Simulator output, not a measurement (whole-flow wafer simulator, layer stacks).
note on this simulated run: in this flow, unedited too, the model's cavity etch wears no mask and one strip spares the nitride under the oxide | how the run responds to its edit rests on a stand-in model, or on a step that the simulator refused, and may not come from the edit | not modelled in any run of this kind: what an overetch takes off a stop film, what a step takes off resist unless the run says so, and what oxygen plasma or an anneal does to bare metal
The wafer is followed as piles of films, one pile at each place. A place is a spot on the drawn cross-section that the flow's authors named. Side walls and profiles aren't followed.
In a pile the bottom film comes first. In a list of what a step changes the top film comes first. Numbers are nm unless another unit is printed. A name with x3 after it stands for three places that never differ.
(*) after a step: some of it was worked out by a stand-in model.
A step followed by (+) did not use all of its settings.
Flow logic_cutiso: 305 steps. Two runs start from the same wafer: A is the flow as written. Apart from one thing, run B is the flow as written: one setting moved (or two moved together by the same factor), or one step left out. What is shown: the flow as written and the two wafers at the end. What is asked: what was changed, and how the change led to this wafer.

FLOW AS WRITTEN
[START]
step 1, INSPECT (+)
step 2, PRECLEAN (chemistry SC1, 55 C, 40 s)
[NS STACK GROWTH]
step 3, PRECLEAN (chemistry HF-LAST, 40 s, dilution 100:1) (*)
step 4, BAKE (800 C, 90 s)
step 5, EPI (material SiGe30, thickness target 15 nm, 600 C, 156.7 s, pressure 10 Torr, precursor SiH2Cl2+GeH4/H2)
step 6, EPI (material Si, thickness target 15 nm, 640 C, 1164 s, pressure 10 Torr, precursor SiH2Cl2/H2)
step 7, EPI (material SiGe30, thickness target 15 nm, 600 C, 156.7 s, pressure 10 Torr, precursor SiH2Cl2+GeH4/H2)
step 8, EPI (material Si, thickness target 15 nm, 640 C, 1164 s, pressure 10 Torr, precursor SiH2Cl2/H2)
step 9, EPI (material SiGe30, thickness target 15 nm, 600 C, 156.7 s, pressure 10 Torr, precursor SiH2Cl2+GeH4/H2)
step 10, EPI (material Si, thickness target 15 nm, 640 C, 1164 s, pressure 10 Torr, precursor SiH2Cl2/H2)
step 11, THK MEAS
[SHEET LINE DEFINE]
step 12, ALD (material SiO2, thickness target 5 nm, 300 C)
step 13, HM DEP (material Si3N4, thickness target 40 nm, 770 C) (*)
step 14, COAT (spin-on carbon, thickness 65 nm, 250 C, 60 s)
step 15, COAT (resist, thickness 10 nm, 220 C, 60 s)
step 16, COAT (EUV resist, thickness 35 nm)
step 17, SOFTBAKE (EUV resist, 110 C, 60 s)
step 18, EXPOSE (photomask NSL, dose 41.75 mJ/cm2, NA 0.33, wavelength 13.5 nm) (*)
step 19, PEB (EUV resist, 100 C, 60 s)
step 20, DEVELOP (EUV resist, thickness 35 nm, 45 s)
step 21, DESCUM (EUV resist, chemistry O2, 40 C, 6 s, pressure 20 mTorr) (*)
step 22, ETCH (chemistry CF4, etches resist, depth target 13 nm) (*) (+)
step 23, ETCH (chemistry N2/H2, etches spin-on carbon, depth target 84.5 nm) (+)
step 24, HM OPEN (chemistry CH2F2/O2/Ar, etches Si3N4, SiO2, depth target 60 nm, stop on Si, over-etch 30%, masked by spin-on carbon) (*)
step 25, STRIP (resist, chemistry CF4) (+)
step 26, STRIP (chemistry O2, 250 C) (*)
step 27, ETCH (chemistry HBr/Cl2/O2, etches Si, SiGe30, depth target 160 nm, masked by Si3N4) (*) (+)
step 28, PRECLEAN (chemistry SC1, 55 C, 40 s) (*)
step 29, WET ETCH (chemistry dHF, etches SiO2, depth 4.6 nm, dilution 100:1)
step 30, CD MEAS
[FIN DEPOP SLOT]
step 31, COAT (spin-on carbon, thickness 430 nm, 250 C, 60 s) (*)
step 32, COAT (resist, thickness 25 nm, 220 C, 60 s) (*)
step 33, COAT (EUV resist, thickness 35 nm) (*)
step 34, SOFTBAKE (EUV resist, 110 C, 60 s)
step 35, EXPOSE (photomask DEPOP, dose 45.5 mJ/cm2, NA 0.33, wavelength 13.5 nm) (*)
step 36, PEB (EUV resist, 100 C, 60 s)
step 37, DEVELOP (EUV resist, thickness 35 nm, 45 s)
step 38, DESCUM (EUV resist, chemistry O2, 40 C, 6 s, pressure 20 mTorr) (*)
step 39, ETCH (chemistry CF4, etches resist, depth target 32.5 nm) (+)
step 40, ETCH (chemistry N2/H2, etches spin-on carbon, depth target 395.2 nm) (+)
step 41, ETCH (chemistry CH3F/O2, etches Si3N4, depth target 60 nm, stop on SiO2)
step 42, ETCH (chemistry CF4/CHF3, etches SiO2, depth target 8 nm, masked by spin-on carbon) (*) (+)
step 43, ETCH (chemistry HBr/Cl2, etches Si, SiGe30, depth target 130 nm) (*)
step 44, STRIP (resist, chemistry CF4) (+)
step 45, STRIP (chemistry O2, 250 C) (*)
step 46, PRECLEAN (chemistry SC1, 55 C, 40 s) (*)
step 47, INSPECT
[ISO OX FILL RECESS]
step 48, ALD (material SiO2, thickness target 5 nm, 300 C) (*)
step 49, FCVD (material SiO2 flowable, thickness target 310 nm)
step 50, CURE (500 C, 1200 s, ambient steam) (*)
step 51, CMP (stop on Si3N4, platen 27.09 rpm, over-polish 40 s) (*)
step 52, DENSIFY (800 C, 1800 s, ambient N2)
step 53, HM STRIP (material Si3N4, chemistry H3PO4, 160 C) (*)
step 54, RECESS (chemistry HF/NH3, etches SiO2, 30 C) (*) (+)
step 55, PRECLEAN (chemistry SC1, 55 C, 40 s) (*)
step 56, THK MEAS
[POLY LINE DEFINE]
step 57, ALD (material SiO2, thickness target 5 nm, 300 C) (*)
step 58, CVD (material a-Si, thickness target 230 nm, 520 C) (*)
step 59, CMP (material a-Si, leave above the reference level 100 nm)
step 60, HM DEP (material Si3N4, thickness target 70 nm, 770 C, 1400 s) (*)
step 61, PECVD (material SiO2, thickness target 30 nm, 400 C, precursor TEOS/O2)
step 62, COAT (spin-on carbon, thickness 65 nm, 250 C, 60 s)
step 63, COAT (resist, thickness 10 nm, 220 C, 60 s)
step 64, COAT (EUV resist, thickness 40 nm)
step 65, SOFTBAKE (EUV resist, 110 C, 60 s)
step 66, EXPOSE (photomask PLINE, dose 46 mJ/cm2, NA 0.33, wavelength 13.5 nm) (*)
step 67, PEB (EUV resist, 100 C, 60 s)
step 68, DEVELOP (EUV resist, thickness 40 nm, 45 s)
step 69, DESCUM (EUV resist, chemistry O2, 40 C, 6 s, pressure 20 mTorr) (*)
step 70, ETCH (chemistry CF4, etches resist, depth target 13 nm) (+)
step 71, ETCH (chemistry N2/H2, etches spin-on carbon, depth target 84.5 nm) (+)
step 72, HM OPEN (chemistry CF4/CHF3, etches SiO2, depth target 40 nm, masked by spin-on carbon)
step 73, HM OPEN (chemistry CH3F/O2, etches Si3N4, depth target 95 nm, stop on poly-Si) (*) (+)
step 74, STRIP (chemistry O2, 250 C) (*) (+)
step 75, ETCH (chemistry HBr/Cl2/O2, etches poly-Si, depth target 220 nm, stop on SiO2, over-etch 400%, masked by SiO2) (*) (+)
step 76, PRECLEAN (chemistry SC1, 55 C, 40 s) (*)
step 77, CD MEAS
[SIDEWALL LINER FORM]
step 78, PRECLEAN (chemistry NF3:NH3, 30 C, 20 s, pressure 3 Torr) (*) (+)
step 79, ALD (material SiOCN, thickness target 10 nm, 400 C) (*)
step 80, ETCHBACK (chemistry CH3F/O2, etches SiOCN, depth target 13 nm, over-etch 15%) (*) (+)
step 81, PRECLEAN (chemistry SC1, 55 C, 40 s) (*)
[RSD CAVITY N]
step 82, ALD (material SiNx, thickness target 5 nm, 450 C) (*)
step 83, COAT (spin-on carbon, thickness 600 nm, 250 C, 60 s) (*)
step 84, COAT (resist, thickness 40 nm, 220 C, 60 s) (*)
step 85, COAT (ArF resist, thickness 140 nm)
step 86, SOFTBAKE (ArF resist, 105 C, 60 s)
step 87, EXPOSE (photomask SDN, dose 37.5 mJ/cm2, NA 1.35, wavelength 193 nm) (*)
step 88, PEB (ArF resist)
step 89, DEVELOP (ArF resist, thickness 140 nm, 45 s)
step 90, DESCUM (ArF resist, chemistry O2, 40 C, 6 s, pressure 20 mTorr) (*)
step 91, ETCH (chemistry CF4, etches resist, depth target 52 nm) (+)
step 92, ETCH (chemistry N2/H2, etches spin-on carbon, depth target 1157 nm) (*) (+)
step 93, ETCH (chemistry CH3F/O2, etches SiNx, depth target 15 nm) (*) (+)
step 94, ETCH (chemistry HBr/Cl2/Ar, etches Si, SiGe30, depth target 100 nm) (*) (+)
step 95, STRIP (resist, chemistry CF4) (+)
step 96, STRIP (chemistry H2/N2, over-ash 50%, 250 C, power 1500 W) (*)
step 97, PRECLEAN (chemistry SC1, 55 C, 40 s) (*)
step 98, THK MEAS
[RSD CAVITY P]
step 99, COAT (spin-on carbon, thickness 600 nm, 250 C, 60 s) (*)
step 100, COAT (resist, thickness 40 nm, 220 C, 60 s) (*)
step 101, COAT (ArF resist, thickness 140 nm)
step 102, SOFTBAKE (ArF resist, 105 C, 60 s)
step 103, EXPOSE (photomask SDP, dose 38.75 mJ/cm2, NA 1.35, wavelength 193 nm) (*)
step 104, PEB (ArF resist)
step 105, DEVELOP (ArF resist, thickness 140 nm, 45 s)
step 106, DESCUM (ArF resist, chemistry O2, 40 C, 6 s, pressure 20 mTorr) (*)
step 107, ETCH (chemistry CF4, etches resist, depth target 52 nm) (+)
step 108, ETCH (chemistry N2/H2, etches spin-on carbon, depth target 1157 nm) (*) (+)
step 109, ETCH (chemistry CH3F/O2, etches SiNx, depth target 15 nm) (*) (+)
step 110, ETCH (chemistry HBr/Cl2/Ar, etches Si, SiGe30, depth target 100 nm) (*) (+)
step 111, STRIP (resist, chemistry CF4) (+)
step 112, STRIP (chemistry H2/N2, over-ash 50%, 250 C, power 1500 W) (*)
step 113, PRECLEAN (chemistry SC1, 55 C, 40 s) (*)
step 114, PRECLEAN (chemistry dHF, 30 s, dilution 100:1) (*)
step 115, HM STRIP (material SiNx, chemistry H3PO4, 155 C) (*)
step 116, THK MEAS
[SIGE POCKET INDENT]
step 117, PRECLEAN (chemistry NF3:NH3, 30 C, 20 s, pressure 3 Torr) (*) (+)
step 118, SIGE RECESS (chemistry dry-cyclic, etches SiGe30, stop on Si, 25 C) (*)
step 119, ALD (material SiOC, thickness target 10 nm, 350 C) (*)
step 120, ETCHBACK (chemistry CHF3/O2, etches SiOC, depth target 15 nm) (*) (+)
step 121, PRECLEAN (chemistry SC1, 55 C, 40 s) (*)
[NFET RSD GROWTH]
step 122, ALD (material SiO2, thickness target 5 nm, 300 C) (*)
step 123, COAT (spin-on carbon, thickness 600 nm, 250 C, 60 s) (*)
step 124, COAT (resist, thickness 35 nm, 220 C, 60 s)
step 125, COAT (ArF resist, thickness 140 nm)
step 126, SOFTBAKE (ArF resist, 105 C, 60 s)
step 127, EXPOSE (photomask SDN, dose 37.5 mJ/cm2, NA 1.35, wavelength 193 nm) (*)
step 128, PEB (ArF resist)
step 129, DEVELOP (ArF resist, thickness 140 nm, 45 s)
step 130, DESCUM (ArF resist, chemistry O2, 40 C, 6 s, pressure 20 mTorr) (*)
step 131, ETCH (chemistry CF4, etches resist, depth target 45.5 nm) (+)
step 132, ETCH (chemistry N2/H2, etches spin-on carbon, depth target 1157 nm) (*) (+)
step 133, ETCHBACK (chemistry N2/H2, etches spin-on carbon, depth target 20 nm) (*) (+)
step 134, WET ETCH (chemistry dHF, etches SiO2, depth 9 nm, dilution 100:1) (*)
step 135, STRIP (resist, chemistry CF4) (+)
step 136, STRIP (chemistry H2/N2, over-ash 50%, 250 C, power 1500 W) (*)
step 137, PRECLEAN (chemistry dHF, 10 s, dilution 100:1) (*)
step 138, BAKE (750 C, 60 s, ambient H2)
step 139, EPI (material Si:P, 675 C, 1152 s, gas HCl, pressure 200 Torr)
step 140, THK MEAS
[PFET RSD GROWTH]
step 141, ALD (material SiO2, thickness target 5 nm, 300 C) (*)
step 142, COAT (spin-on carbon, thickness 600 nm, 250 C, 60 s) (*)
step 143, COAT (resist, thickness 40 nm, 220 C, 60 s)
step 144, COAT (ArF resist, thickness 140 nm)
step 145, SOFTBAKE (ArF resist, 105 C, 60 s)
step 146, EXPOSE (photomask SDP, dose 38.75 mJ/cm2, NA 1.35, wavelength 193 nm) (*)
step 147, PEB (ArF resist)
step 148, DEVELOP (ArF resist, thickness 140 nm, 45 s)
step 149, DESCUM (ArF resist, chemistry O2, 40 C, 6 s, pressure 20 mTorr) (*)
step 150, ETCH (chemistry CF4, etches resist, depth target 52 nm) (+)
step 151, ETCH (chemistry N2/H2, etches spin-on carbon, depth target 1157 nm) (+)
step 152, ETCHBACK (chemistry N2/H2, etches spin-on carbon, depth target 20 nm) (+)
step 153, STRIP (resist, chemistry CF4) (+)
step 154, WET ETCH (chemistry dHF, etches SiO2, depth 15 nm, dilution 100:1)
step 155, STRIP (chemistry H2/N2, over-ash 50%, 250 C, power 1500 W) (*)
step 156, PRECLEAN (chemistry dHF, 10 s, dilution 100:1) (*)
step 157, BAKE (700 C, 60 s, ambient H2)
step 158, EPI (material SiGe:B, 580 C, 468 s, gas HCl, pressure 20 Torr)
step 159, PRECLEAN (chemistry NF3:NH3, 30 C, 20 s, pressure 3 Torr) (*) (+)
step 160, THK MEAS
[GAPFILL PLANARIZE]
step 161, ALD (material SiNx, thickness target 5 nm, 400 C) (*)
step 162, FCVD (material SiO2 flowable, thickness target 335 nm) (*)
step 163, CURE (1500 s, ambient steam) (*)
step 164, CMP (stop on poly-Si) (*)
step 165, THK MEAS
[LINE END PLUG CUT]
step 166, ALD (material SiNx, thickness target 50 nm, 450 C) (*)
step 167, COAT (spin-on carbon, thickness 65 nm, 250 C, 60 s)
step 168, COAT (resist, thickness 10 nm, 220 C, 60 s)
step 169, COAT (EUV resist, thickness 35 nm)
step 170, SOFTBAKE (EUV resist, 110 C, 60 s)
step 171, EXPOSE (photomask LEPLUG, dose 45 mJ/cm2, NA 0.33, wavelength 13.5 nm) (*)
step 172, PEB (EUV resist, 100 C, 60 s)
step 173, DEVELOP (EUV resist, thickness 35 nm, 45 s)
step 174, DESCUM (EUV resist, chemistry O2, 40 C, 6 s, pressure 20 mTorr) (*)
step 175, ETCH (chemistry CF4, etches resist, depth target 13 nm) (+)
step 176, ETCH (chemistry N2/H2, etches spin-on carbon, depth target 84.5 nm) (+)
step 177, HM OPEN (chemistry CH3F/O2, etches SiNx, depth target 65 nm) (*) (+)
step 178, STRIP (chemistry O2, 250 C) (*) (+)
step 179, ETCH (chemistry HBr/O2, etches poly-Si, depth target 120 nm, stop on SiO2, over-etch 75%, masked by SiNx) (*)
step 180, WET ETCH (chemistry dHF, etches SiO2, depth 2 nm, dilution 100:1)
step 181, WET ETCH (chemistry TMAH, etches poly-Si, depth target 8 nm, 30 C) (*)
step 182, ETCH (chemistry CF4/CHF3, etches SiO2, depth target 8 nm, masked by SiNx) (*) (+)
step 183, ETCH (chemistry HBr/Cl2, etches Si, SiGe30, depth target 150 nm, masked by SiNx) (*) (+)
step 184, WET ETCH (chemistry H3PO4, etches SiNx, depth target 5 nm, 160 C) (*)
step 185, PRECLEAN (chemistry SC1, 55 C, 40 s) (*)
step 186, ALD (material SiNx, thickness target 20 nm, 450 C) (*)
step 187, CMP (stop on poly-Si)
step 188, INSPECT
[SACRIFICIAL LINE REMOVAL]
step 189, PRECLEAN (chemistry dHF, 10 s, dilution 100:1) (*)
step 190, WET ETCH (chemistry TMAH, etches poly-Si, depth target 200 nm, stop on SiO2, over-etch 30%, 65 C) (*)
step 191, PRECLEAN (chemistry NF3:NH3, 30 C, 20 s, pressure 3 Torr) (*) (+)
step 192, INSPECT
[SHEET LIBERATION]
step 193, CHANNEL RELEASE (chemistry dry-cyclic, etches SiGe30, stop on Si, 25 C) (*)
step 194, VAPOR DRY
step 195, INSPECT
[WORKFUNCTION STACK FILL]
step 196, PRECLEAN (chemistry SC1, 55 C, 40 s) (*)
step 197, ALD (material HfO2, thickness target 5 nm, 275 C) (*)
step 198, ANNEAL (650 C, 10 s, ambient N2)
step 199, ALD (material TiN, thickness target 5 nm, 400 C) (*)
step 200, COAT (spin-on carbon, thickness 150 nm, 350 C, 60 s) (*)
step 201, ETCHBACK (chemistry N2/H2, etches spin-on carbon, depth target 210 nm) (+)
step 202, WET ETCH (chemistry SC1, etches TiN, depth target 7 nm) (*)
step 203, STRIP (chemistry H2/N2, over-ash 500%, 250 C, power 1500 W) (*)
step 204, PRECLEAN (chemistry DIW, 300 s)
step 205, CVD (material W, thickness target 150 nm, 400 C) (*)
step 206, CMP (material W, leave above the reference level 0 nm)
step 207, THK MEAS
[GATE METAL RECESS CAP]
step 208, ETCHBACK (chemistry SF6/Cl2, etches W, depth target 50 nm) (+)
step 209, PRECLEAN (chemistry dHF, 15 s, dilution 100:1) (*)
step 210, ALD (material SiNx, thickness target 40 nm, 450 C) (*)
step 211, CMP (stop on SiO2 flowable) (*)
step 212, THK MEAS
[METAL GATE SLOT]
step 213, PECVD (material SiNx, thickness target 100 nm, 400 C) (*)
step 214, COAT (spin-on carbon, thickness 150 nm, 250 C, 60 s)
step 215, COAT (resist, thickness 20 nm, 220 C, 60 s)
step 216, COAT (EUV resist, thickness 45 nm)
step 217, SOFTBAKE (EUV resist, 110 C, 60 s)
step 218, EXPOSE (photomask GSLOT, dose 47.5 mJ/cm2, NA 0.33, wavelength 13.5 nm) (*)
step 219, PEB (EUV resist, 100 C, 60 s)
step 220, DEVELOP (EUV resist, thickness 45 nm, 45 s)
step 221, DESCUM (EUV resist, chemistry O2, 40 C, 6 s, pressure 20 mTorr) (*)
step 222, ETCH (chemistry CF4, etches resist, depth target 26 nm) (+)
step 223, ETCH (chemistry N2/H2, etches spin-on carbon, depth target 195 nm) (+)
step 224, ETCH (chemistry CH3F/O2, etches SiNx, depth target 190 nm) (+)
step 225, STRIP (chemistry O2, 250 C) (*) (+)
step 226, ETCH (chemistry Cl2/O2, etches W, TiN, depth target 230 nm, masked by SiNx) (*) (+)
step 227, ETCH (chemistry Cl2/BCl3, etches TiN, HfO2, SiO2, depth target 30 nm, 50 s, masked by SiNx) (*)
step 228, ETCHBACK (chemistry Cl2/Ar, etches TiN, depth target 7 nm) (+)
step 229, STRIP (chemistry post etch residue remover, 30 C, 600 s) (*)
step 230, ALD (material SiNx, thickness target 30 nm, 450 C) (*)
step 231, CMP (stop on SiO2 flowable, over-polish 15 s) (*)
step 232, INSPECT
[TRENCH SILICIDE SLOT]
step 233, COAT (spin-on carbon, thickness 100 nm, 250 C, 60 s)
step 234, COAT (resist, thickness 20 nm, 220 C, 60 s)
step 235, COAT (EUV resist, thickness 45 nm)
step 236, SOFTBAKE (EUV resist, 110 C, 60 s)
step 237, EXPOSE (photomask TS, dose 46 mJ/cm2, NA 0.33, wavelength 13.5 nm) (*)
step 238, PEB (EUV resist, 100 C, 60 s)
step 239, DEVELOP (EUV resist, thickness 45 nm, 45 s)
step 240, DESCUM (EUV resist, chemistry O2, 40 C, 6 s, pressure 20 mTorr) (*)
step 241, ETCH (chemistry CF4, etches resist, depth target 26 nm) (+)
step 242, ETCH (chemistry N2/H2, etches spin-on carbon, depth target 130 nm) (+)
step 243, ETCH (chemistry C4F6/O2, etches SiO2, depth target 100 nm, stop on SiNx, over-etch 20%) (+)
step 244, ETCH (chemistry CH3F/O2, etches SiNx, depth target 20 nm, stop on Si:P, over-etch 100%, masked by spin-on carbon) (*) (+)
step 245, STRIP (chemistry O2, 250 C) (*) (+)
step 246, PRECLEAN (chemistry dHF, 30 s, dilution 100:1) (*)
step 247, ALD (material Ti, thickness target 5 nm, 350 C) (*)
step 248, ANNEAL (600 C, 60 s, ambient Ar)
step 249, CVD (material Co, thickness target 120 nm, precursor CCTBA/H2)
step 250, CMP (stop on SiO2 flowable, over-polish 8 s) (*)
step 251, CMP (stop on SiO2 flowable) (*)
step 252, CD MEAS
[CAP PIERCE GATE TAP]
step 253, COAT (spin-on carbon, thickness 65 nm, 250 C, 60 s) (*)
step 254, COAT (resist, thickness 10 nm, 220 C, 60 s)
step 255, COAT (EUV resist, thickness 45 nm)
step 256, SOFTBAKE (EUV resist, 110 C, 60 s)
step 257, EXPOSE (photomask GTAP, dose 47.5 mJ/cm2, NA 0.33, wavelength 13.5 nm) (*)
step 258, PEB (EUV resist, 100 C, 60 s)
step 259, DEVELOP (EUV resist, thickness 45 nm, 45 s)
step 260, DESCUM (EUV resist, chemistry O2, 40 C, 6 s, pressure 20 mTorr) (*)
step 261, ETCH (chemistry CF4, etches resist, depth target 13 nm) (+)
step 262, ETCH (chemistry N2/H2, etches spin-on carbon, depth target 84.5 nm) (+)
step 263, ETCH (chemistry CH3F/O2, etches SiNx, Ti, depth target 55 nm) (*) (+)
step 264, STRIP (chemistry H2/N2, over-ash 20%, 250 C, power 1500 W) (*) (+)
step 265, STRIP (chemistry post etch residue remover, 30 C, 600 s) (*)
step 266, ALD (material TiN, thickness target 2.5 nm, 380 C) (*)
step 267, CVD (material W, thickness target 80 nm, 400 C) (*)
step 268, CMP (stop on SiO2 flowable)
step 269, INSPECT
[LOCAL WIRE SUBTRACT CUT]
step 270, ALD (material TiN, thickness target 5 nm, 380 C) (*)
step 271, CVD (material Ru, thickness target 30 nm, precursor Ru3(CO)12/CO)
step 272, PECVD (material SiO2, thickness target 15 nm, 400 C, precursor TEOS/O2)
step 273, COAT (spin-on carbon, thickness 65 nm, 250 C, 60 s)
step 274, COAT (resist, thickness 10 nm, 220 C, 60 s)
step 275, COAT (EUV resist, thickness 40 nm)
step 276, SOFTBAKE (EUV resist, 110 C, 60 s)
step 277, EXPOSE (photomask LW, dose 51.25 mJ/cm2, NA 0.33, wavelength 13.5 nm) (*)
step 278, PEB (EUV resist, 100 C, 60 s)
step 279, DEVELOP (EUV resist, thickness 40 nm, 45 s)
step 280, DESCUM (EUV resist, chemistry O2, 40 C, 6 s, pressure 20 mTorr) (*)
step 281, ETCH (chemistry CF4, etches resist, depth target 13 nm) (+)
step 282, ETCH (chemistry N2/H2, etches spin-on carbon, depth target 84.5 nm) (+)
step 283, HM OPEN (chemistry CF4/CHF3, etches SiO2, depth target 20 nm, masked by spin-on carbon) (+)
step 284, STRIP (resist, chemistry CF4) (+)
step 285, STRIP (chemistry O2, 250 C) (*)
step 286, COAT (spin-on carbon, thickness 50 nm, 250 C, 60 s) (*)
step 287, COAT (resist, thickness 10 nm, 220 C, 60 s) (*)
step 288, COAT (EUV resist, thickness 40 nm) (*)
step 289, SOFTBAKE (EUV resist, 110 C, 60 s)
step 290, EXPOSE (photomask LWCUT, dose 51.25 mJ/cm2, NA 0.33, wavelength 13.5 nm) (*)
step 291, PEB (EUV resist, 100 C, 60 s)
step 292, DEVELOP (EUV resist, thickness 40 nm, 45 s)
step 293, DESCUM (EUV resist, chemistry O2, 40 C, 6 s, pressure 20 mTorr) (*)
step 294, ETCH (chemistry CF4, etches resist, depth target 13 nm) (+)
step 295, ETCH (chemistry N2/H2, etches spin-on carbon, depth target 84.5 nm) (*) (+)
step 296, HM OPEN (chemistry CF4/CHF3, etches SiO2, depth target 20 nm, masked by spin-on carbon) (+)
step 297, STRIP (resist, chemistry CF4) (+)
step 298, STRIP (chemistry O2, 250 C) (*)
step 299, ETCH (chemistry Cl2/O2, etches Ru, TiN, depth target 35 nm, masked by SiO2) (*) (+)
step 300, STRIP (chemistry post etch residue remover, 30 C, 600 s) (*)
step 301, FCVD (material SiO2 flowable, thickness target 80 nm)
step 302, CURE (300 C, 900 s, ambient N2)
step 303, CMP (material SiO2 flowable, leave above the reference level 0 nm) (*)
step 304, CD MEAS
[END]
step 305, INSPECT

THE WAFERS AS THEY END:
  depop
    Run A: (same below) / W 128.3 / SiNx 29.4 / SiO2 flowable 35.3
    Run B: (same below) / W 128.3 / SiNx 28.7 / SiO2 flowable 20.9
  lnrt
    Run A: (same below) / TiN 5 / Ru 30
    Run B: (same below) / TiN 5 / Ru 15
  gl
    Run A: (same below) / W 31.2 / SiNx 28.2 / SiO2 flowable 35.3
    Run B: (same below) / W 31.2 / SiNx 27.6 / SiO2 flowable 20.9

Cause: step 271, CVD: thickness target 15 nm was run, whereas the flow has thickness target 30 nm.
The wafer lets one read it off: lnrt has Ru 15, and step 271 as written asks for 30 nm.

The path from the change to this, step by step:
  step 271, CVD (material Ru, thickness target 30 nm, precursor Ru3(CO)12/CO)
      depop, dpovl, gfld and 19 more: A Ru gains 30 (new film) | B Ru gains 15 (new film)
  step 299, ETCH (chemistry Cl2/O2, etches Ru, TiN, depth target 35 nm, masked by SiO2) (*) (+)
      depop, dpovl, gfld and 9 more: A Ru loses 29.6 (all of it), TiN loses 5 (all of it) | B Ru loses 14.6 (all of it), TiN loses 5 (all of it), SiNx loses 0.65
      iso, rsdx: A Ru loses 29.6 (all of it), TiN loses 5 (all of it) | B Ru loses 14.6 (all of it), TiN loses 5 (all of it), SiO2 flowable loses 0.33
      (also at 4 further places)
  step 301, FCVD (material SiO2 flowable, thickness target 80 nm)
      gfld, gl, glp, gxf, gxn, gxp, plug: A SiO2 flowable gains 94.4 (new film) | B SiO2 flowable gains 90.5 (new film)
      lnrt, rsdn, rsdp, tap: A SiO2 flowable gains 45.3 (new film) | B SiO2 flowable gains 55.6 (new film)
      (also at 6 further places)
  step 303, CMP (material SiO2 flowable, leave above the reference level 0 nm) (*)
      gfld, gl, glp and 10 more: A SiO2 flowable loses 59.2 | B SiO2 flowable loses 69.6
      depop, dpovl, isow, ns, nsgap: A SiO2 flowable loses 44.7 | B SiO2 flowable loses 59.1
      (also at 4 further places)
